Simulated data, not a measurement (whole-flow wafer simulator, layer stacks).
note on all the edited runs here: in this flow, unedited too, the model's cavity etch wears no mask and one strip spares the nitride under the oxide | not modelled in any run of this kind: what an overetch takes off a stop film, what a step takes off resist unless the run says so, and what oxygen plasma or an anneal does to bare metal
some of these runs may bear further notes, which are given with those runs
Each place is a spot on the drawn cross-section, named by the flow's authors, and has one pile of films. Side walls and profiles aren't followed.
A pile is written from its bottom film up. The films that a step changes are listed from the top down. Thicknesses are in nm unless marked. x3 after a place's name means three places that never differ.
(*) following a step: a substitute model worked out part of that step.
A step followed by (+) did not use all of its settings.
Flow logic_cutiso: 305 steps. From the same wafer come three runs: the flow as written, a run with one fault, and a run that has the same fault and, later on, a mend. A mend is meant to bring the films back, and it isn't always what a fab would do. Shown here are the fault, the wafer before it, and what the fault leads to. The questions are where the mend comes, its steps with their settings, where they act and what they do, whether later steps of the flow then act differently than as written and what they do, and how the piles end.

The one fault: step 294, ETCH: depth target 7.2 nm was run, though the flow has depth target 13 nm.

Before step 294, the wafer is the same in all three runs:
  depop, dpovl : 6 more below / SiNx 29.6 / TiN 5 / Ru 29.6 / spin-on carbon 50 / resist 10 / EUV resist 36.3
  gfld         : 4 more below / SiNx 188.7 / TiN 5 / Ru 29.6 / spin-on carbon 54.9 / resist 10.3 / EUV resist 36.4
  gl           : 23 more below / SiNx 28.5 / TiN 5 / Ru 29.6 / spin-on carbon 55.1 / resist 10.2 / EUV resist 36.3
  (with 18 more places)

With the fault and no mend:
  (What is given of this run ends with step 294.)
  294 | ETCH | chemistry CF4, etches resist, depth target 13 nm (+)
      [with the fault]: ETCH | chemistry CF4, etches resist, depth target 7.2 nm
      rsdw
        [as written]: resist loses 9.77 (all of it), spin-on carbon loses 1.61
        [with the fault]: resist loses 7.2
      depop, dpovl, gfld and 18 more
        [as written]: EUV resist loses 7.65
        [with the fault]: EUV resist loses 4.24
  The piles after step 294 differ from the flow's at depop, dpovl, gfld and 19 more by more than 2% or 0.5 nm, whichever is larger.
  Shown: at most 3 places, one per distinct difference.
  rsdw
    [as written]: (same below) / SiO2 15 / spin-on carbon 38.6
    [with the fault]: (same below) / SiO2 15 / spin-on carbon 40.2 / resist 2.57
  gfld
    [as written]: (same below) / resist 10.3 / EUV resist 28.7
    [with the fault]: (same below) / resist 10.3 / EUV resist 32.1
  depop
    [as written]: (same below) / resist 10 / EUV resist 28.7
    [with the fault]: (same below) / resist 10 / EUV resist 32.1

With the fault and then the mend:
  The mend follows step 294.
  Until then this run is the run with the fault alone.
  294a | ETCH | chemistry CF4, etches resist, depth target 5.8 nm (*) (+) (the flow's step 294 again, with other settings)
      depop, dpovl, gfld and 18 more
        EUV resist loses 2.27
      rsdw
        resist loses 2.57 (all of it), spin-on carbon loses 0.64
  Steps later in the flow that act otherwise than as written (not shown: 2 more steps that differ only slightly, by at most 2% or 0.5 nm, whichever is larger):
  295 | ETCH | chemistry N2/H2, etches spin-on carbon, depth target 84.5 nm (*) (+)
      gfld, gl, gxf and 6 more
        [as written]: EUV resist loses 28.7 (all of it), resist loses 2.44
        [with the mend]: EUV resist loses 29.8 (all of it), resist loses 2.48
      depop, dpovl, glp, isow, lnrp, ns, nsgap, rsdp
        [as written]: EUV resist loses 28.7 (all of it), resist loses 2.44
        [with the mend]: EUV resist loses 29.8 (all of it), resist loses 2.49
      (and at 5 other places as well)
  At every place that both follow, the piles at the end match the flow's.
